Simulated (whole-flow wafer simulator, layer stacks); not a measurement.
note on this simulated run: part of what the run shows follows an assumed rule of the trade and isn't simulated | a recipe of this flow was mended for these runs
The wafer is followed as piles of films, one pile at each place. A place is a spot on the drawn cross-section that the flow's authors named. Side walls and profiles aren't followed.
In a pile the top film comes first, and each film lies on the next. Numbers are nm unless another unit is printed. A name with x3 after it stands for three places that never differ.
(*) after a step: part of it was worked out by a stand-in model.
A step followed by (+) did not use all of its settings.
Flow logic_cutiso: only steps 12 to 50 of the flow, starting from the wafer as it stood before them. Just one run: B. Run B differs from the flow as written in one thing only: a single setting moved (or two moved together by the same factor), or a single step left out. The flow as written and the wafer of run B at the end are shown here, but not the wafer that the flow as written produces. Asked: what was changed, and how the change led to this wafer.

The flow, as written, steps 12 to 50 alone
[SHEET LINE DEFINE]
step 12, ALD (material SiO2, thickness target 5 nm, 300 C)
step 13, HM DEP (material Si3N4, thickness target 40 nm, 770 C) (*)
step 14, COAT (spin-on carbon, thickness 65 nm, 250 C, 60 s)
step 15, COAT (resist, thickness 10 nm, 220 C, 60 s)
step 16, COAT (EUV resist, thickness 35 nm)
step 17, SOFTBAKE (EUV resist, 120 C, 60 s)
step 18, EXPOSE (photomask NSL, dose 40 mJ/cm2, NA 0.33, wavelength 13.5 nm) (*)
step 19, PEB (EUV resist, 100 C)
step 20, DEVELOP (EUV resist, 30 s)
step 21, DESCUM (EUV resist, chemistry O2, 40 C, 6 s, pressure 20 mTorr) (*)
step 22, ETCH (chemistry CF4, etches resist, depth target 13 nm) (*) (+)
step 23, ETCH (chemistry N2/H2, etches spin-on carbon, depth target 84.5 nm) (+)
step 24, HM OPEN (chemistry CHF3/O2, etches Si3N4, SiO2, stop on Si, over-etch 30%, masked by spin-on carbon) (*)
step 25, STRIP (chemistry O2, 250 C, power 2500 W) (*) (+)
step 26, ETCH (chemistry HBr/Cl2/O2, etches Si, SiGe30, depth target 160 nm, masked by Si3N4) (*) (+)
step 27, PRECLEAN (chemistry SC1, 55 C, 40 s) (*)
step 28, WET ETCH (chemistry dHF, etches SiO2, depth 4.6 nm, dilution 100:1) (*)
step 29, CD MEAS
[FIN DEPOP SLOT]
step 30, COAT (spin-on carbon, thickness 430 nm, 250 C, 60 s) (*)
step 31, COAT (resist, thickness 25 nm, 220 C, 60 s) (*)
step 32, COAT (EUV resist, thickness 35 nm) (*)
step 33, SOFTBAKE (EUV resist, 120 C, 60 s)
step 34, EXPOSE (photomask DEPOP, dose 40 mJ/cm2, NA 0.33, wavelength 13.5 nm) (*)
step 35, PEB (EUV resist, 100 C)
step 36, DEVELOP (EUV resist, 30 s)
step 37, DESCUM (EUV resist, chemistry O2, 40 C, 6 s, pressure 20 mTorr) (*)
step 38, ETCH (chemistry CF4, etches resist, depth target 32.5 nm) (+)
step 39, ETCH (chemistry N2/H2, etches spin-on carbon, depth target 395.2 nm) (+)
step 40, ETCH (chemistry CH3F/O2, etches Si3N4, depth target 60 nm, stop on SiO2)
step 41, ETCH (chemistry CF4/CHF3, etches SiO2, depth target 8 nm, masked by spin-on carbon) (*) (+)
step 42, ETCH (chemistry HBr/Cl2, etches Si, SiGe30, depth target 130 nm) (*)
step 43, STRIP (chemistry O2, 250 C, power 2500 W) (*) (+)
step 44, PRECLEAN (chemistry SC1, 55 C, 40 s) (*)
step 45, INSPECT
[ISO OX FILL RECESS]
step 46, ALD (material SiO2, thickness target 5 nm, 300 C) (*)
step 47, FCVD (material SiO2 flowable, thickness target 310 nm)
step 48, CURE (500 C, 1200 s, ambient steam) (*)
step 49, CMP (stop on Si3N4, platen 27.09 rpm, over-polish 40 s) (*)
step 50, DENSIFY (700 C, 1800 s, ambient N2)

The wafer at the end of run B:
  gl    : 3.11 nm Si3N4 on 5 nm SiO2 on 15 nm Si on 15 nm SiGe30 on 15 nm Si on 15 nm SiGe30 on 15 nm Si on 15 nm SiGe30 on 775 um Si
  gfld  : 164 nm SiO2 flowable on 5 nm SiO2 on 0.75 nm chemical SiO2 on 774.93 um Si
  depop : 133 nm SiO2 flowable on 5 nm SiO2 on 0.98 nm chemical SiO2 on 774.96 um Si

Cause: step 13, HM DEP: 735 C was run, though the flow has 770 C.

Step by step, how the change led to this:
  step 13, HM DEP (material Si3N4, thickness target 40 nm, 770 C) (*)
      depop, dpovl, gfld and 19 more: +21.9 Si3N4 (new film) (as written it would have been: +40 Si3N4 (new film))
  step 24, HM OPEN (chemistry CHF3/O2, etches Si3N4, SiO2, stop on Si, over-etch 30%, masked by spin-on carbon) (*)
      depop, gl, glp and 12 more: -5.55 resist (all of it), -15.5 spin-on carbon (as written it would have been: -5.55 resist (all of it), -31.1 spin-on carbon)
      dpovl, gfld, gxf, iso, isow, lnri, nsgap: -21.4 Si3N4 (all of it), -5 SiO2 (all of it), -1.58 Si (as written it would have been: -39.4 Si3N4 (all of it), -5 SiO2 (all of it), -2.67 Si)
  step 25, STRIP (chemistry O2, 250 C, power 2500 W) (*) (+)
      depop, gl, glp and 12 more: -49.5 spin-on carbon (all of it) (as written it would have been: -33.9 spin-on carbon (all of it))
  step 26, ETCH (chemistry HBr/Cl2/O2, etches Si, SiGe30, depth target 160 nm, masked by Si3N4) (*) (+)
      dpovl, gfld, gxf, iso, isow, lnri, nsgap: -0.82 chemical SiO2 (all of it), -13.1 Si (all of it), -15 SiGe30 (all of it), -15 Si (all of it), -15 SiGe30 (all of it), -15 Si (all of it), -15 SiGe30 (all of it), -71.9 Si (as written it would have been: -0.82 chemical SiO2 (all of it), -12 Si (all of it), -15 SiGe30 (all of it), -15 Si (all of it), -15 SiGe30 (all of it), -15 Si (all of it), -15 SiGe30 (all of it), -73 Si)
  step 30, COAT (spin-on carbon, thickness 430 nm, 250 C, 60 s) (*)
      depop, ns: +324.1 spin-on carbon (new film) (as written it would have been: +312.3 spin-on carbon (new film))
      gfld, lnri: +555.6 spin-on carbon (new film) (as written it would have been: +569.6 spin-on carbon (new film))
      (as well as at 2 more places)
  step 39, ETCH (chemistry N2/H2, etches spin-on carbon, depth target 395.2 nm) (+)
      depop: -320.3 spin-on carbon (all of it), -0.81 Si3N4 (as written it would have been: -308.6 spin-on carbon (all of it), -0.94 Si3N4)
  step 40, ETCH (chemistry CH3F/O2, etches Si3N4, depth target 60 nm, stop on SiO2)
      gfld, gl, glp and 17 more: -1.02 resist (as written it would have been: -4.6 resist)
      depop: -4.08 Si3N4 (all of it), -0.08 SiO2 (as written it would have been: -22 Si3N4 (all of it), -0.08 SiO2)
      (as well as at 1 more place)
  step 41, ETCH (chemistry CF4/CHF3, etches SiO2, depth target 8 nm, masked by spin-on carbon) (*) (+)
      gfld: -8 resist (as written it would have been: -7.79 resist (all of it), -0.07 spin-on carbon)
      gl: -8 resist (as written it would have been: -6.59 resist (all of it), -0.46 spin-on carbon)
      (as well as at 18 more places)
  step 42, ETCH (chemistry HBr/Cl2, etches Si, SiGe30, depth target 130 nm) (*)
      isow, ns: -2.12 resist (all of it), -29 spin-on carbon (as written it would have been: -32 spin-on carbon)
      gfld: -3.25 resist (all of it), -27.4 spin-on carbon (as written it would have been: -32 spin-on carbon)
      (as well as at 17 more places)
  step 43, STRIP (chemistry O2, 250 C, power 2500 W) (*) (+)
      glp, tap: -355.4 spin-on carbon (all of it) (as written it would have been: -347.7 spin-on carbon (all of it))
      gxp, lnr: -355.9 spin-on carbon (all of it) (as written it would have been: -346.6 spin-on carbon (all of it))
      (as well as at 10 more places)
  step 47, FCVD (material SiO2 flowable, thickness target 310 nm)
      gfld, gxf, iso, lnri: +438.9 SiO2 flowable (new film) (as written it would have been: +453.2 SiO2 flowable (new film))
      ns: +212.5 SiO2 flowable (new film) (as written it would have been: +201.1 SiO2 flowable (new film))
  step 49, CMP (stop on Si3N4, platen 27.09 rpm, over-polish 40 s) (*)
      isow, nsgap: -211.4 SiO2 flowable (as written it would have been: -200.2 SiO2 flowable)
      depop: -211.5 SiO2 flowable (as written it would have been: -200.4 SiO2 flowable)
      (as well as at 2 more places)
